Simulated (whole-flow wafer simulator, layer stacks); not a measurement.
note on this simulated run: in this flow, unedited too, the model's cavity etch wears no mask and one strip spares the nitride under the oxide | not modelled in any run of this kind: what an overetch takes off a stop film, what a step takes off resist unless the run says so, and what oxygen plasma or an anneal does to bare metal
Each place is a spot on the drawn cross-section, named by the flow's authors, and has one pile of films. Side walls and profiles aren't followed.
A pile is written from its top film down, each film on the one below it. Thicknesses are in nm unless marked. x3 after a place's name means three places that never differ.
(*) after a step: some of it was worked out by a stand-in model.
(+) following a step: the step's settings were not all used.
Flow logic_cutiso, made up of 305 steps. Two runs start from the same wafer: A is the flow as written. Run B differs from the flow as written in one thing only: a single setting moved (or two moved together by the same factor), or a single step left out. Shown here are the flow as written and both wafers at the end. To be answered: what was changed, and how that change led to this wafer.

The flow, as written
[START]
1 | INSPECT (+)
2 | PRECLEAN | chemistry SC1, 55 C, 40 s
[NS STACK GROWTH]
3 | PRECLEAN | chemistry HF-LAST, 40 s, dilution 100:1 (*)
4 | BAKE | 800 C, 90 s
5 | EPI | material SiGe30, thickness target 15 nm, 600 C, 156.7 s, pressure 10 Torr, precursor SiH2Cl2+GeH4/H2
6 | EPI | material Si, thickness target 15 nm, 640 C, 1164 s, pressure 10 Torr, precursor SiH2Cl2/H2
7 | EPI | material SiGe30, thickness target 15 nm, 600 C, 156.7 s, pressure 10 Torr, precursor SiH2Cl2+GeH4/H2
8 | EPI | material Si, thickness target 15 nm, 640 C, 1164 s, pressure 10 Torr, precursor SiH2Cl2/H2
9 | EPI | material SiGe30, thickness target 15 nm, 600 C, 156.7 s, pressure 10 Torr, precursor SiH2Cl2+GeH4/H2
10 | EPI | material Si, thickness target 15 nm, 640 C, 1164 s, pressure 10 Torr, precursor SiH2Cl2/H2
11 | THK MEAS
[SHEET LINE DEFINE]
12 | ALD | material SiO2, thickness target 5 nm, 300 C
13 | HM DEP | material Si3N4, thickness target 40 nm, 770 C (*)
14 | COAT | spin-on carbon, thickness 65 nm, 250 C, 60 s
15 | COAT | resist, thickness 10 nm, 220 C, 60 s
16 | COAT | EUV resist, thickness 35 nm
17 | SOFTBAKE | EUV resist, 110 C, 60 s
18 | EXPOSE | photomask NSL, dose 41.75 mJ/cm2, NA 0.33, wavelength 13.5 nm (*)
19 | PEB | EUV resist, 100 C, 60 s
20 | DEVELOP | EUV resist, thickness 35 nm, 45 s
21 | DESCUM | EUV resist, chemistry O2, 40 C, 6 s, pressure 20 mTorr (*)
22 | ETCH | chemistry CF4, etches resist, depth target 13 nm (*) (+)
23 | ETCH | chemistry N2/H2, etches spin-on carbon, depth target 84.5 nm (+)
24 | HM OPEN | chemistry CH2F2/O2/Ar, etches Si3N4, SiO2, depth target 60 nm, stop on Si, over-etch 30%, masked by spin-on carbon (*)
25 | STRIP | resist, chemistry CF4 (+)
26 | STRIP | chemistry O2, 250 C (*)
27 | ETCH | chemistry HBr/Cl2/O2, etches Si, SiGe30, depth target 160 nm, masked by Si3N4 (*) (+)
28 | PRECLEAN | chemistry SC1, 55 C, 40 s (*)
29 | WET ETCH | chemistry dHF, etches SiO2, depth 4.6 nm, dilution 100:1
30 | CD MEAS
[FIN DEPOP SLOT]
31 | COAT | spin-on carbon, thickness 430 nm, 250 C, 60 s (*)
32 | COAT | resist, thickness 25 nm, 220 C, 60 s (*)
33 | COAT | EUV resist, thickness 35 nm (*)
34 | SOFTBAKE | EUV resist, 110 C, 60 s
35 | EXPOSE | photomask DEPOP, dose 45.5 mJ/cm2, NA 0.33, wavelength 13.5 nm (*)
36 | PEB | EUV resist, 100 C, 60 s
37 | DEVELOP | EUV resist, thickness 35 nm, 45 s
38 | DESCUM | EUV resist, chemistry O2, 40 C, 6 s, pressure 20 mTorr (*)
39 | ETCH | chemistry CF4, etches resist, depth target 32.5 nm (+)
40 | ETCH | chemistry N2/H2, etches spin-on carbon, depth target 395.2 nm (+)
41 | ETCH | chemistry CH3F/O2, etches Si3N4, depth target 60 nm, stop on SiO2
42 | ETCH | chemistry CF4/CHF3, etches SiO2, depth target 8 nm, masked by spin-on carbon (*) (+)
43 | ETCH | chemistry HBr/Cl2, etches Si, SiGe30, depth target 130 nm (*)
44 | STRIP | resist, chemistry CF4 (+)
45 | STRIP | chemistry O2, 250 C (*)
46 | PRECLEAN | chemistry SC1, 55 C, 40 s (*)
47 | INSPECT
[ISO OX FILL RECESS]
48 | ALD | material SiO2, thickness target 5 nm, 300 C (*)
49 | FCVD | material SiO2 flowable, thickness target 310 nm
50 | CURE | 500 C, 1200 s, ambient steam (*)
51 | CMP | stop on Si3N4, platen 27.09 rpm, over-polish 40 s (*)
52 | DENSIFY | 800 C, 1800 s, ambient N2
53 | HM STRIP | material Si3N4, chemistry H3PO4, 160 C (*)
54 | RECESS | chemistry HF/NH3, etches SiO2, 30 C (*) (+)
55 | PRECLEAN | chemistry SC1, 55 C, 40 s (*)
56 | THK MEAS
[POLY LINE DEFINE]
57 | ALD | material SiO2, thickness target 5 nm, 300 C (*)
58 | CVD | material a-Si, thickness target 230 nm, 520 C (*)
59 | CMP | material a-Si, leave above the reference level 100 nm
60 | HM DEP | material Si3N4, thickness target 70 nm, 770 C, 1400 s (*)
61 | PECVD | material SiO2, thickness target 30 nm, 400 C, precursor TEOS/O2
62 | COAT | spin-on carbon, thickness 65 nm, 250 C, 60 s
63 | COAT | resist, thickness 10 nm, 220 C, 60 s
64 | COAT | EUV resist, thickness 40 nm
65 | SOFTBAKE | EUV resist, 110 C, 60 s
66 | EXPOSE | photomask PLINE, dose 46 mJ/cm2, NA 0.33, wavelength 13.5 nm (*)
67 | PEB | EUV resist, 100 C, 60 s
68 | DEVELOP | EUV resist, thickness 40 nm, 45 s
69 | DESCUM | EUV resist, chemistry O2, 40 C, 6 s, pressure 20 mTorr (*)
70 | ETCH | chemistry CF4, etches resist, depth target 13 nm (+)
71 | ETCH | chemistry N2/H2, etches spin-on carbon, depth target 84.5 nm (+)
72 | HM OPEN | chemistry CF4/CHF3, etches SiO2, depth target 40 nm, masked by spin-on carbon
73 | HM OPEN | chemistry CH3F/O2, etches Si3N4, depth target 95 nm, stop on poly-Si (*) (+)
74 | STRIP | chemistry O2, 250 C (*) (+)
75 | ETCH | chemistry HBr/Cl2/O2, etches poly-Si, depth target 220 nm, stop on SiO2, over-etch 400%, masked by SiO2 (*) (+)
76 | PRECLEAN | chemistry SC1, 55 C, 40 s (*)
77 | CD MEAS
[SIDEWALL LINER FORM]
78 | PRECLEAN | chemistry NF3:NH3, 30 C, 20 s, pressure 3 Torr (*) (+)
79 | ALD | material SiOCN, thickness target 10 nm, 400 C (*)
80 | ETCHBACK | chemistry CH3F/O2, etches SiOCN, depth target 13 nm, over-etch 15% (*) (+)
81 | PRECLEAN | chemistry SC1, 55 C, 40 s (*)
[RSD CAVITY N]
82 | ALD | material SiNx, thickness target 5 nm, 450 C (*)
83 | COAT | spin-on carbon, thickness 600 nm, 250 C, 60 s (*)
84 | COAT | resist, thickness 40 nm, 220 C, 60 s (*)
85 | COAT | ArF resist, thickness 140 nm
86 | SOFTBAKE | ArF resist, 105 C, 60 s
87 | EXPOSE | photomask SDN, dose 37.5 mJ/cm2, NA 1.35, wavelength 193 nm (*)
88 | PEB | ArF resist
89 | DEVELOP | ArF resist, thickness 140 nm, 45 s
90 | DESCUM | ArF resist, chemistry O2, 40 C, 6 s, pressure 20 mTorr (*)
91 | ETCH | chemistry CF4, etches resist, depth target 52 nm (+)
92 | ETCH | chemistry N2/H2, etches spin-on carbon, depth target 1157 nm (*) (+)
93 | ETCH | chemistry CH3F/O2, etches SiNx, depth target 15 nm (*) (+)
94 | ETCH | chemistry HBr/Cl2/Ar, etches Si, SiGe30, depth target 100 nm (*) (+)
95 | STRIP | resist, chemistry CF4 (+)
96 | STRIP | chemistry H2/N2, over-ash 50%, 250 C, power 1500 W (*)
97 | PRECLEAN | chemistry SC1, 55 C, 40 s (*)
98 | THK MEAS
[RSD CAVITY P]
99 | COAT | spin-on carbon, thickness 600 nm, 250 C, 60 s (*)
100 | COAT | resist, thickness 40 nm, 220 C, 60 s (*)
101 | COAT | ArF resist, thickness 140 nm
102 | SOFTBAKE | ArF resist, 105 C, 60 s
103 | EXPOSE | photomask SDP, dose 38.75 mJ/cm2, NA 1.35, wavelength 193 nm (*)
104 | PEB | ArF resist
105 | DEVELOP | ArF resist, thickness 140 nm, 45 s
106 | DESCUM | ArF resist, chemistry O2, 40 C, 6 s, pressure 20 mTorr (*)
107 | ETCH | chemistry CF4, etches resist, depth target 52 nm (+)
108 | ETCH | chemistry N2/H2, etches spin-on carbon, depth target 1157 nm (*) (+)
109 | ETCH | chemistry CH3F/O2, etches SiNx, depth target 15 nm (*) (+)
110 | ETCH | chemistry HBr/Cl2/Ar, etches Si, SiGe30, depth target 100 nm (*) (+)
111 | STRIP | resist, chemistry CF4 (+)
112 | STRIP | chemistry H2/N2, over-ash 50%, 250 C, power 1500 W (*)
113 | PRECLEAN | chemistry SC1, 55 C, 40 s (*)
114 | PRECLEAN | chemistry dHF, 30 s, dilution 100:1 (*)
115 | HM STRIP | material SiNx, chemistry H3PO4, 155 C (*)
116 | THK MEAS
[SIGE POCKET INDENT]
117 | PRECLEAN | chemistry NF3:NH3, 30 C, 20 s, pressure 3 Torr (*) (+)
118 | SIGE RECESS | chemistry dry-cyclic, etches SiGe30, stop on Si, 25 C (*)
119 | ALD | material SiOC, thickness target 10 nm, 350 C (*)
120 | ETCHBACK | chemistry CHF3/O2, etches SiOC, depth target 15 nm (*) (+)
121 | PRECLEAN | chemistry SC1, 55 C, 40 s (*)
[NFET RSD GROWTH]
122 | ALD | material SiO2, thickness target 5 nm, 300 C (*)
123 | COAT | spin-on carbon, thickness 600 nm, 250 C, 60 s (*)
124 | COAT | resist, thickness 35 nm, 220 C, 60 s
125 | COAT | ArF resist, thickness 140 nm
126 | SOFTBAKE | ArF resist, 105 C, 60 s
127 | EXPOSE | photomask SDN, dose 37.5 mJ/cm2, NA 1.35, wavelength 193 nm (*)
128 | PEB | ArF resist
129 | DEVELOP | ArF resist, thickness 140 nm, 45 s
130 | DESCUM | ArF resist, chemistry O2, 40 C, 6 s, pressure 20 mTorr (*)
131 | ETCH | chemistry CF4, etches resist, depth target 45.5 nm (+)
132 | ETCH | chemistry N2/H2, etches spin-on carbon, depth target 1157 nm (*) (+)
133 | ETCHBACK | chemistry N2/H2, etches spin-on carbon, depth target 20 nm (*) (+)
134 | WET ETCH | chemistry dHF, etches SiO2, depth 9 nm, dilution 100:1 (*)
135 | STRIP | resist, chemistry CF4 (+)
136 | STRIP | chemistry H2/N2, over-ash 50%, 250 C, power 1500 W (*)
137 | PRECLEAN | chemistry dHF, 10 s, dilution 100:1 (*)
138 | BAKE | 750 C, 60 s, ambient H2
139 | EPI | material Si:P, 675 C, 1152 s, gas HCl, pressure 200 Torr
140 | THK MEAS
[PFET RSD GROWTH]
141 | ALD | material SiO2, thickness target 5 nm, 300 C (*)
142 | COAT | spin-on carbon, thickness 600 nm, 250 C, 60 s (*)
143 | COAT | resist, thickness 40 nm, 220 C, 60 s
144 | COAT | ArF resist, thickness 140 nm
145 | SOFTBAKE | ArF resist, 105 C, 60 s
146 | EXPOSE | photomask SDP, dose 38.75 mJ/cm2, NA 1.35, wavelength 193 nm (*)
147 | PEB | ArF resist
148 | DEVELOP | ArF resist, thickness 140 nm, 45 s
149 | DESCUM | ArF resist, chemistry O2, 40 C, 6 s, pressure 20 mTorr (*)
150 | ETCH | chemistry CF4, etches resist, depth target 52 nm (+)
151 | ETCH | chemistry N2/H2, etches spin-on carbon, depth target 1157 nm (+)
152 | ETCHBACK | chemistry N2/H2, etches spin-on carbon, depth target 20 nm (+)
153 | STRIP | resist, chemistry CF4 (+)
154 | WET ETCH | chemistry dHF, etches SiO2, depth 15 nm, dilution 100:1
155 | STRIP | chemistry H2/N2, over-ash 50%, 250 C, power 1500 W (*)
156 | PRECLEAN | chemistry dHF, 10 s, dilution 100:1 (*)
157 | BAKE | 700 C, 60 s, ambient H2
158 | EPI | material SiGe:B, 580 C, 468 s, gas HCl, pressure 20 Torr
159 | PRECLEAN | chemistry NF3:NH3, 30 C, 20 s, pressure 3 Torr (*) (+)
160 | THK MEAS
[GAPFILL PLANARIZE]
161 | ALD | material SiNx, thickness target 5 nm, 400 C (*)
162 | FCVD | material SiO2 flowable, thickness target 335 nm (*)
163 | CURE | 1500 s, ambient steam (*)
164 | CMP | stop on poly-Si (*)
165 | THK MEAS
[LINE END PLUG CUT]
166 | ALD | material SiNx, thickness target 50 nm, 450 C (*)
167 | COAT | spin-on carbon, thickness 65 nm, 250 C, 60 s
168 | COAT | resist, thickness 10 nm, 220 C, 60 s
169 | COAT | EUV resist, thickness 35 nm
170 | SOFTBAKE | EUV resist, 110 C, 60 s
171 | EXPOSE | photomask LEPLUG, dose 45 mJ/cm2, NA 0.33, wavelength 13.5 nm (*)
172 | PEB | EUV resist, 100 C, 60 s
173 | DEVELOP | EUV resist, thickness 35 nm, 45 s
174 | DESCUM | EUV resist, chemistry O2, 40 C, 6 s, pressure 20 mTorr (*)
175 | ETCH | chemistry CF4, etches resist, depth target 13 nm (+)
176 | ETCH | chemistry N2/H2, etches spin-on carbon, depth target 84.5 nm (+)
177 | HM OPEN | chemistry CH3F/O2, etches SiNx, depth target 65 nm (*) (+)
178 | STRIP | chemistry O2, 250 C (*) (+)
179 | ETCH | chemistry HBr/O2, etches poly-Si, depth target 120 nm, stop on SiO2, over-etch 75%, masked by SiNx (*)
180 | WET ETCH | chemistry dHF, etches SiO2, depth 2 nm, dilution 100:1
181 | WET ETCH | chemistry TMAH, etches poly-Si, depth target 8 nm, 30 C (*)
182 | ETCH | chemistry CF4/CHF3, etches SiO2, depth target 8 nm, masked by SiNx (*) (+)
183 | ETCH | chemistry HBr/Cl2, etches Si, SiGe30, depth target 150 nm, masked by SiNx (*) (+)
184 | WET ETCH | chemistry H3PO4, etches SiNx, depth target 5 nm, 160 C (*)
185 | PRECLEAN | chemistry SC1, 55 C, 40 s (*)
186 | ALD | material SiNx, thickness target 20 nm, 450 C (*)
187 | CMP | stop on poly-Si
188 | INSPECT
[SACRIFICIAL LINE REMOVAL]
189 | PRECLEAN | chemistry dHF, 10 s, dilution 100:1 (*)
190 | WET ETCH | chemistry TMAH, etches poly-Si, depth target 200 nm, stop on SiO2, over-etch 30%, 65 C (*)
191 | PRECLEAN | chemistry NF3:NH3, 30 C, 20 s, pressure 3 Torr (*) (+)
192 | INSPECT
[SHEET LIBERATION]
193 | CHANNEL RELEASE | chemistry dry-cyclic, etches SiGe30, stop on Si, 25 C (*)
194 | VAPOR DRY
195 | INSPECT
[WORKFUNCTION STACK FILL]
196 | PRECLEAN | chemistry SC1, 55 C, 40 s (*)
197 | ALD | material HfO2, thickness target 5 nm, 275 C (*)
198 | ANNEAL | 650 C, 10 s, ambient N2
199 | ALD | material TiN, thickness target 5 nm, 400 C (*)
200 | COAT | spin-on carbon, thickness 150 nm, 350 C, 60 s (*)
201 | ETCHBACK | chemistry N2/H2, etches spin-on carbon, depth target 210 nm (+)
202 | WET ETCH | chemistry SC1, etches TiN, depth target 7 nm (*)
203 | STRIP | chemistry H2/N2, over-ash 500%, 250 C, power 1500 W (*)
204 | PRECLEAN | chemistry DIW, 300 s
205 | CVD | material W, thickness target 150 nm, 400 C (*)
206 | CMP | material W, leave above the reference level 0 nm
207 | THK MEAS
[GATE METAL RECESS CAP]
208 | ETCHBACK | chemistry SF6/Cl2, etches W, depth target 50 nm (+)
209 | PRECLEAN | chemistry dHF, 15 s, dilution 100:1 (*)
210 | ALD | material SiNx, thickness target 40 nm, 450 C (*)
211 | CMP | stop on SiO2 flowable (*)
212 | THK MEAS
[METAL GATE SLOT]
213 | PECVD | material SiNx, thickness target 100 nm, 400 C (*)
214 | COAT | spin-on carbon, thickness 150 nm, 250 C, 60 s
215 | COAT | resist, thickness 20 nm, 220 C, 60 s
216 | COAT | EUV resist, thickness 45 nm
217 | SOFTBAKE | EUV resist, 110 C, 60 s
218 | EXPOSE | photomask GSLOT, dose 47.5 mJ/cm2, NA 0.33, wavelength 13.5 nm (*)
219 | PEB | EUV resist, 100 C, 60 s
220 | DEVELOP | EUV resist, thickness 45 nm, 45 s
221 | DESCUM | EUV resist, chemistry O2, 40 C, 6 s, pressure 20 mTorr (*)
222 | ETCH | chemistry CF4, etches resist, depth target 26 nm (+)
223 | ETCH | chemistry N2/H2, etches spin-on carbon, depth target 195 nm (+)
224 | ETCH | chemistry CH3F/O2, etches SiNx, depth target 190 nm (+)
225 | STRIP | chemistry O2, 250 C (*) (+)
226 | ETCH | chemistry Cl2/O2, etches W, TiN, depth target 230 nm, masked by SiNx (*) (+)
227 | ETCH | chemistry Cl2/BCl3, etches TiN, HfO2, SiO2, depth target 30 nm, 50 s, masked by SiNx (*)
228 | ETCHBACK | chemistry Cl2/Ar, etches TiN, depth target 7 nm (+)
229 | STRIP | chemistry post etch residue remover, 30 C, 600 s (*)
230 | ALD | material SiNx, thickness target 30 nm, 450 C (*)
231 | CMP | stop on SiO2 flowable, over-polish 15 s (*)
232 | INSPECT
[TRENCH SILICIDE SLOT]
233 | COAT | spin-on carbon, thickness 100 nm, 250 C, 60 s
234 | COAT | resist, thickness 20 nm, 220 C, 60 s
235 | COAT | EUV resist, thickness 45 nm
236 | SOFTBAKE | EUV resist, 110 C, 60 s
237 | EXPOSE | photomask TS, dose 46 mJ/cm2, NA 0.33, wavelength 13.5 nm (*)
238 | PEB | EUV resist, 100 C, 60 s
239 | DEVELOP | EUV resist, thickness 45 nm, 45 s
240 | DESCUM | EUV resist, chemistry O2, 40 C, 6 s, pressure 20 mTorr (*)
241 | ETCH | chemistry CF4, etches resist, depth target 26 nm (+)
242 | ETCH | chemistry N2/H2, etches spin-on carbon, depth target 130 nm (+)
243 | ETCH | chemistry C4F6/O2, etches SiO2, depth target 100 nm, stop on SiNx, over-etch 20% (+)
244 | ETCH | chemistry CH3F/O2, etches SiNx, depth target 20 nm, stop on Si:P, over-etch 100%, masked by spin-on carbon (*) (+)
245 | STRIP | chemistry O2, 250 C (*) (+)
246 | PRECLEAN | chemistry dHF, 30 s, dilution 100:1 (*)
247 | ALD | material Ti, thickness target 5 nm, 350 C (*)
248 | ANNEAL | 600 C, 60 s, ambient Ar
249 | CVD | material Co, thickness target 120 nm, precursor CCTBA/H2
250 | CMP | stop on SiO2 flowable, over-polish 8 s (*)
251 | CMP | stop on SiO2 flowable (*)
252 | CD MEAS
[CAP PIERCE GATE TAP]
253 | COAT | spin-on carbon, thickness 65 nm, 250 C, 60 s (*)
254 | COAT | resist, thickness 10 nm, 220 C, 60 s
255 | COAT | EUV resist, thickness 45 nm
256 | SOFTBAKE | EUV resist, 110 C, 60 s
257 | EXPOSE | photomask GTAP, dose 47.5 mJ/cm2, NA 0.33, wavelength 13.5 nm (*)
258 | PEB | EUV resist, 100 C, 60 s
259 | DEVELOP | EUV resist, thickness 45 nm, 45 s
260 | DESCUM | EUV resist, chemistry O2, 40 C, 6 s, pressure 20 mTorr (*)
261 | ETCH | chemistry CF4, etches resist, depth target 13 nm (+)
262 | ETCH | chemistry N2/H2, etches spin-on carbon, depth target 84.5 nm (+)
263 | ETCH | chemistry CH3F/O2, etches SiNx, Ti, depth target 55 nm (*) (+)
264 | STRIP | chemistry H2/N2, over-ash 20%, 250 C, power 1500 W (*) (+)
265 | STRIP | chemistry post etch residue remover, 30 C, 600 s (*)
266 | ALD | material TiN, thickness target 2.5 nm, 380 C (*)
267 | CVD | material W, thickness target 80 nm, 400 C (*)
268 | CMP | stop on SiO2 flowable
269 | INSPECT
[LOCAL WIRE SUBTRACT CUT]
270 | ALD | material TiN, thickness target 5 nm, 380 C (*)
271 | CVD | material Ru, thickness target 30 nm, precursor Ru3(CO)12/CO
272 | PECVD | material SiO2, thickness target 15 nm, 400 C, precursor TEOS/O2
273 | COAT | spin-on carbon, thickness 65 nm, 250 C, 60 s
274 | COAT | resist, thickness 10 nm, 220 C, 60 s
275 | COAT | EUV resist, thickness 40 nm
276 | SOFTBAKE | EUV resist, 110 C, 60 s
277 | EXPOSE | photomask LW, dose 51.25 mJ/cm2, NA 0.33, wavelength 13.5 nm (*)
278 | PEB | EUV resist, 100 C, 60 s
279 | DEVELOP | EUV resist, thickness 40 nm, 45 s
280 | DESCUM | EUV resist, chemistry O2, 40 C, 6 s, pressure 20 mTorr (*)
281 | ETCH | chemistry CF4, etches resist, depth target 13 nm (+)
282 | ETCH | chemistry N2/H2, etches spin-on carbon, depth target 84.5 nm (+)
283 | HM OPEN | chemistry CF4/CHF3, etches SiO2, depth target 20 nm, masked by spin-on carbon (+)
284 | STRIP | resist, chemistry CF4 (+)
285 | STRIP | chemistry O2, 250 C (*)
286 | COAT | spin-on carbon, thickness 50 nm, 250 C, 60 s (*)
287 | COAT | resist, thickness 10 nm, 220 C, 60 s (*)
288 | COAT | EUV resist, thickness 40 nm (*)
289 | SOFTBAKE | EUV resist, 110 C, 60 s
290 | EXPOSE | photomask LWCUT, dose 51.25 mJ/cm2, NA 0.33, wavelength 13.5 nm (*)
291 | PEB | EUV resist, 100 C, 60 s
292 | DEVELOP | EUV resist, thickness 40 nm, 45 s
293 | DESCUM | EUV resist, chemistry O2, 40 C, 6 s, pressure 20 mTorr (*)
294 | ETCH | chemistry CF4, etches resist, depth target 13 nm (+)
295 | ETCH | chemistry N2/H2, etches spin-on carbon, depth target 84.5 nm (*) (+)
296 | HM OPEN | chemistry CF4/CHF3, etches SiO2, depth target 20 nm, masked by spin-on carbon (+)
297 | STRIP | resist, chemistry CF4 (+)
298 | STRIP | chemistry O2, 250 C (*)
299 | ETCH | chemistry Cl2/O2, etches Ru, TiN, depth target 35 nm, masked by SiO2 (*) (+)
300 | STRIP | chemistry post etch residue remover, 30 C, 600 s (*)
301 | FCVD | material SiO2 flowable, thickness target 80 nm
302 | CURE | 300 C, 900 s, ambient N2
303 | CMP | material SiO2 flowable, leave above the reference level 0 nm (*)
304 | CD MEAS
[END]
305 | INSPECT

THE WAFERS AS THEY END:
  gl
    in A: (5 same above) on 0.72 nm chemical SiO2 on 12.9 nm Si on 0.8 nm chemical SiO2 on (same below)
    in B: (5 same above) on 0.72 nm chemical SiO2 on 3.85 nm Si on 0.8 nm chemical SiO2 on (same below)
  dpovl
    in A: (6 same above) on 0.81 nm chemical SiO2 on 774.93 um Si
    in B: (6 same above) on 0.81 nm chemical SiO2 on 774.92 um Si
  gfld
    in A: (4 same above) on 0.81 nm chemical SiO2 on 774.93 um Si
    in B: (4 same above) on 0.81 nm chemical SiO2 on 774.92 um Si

The reason: step 10, EPI: thickness target 6 nm was run, while the flow as written has thickness target 15 nm; step 10, EPI: 465.8 s was run, where the flow has 1164 s.

How this came from the change, step by step:
  10 | EPI | material Si, thickness target 15 nm, 640 C, 1164 s, pressure 10 Torr, precursor SiH2Cl2/H2
      depop, dpovl, gfld and 19 more: A +15 Si (new film) | B +6 Si (new film)
  27 | ETCH | chemistry HBr/Cl2/O2, etches Si, SiGe30, depth target 160 nm, masked by Si3N4 (*) (+)
      gfld, gxf, iso, lnri: A -0.79 chemical SiO2 (all of it), -11.4 Si (all of it), -15 SiGe30 (all of it), -15 Si (all of it), -15 SiGe30 (all of it), -15 Si (all of it), -15 SiGe30 (all of it), -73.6 Si | B -0.79 chemical SiO2 (all of it), -2.35 Si (all of it), -15 SiGe30 (all of it), -15 Si (all of it), -15 SiGe30 (all of it), -15 Si (all of it), -15 SiGe30 (all of it), -82.6 Si
      dpovl, nsgap: A -0.79 chemical SiO2 (all of it), -11.8 Si (all of it), -15 SiGe30 (all of it), -15 Si (all of it), -15 SiGe30 (all of it), -15 Si (all of it), -15 SiGe30 (all of it), -73.2 Si | B -0.79 chemical SiO2 (all of it), -2.75 Si (all of it), -15 SiGe30 (all of it), -15 Si (all of it), -15 SiGe30 (all of it), -15 Si (all of it), -15 SiGe30 (all of it), -82.2 Si
      (as well as at 1 more place)
  43 | ETCH | chemistry HBr/Cl2, etches Si, SiGe30, depth target 130 nm (*)
      depop: A -14 Si (all of it), -15 SiGe30 (all of it), -15 Si (all of it), -15 SiGe30 (all of it), -15 Si (all of it), -15 SiGe30 (all of it), -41 Si | B -5.02 Si (all of it), -15 SiGe30 (all of it), -15 Si (all of it), -15 SiGe30 (all of it), -15 Si (all of it), -15 SiGe30 (all of it), -50 Si
  94 | ETCH | chemistry HBr/Cl2/Ar, etches Si, SiGe30, depth target 100 nm (*) (+)
      rsdn, rsdx: A -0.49 chemical SiO2 (all of it), -12.8 Si (all of it), -15 SiGe30 (all of it), -15 Si (all of it), -15 SiGe30 (all of it), -15 Si (all of it), -15 SiGe30 (all of it), -12.2 Si | B -0.49 chemical SiO2 (all of it), -3.82 Si (all of it), -15 SiGe30 (all of it), -15 Si (all of it), -15 SiGe30 (all of it), -15 Si (all of it), -15 SiGe30 (all of it), -21.2 Si
  110 | ETCH | chemistry HBr/Cl2/Ar, etches Si, SiGe30, depth target 100 nm (*) (+)
      rsdp, rsdw: A -0.49 chemical SiO2 (all of it), -12.8 Si (all of it), -15 SiGe30 (all of it), -15 Si (all of it), -15 SiGe30 (all of it), -15 Si (all of it), -15 SiGe30 (all of it), -12.2 Si | B -0.49 chemical SiO2 (all of it), -3.82 Si (all of it), -15 SiGe30 (all of it), -15 Si (all of it), -15 SiGe30 (all of it), -15 Si (all of it), -15 SiGe30 (all of it), -21.2 Si
  183 | ETCH | chemistry HBr/Cl2, etches Si, SiGe30, depth target 150 nm, masked by SiNx (*) (+)
      plug: A -13.6 Si (all of it), -15 SiGe30 (all of it), -15 Si (all of it), -15 SiGe30 (all of it), -15 Si (all of it), -15 SiGe30 (all of it), -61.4 Si | B -4.55 Si (all of it), -15 SiGe30 (all of it), -15 Si (all of it), -15 SiGe30 (all of it), -15 Si (all of it), -15 SiGe30 (all of it), -70.4 Si
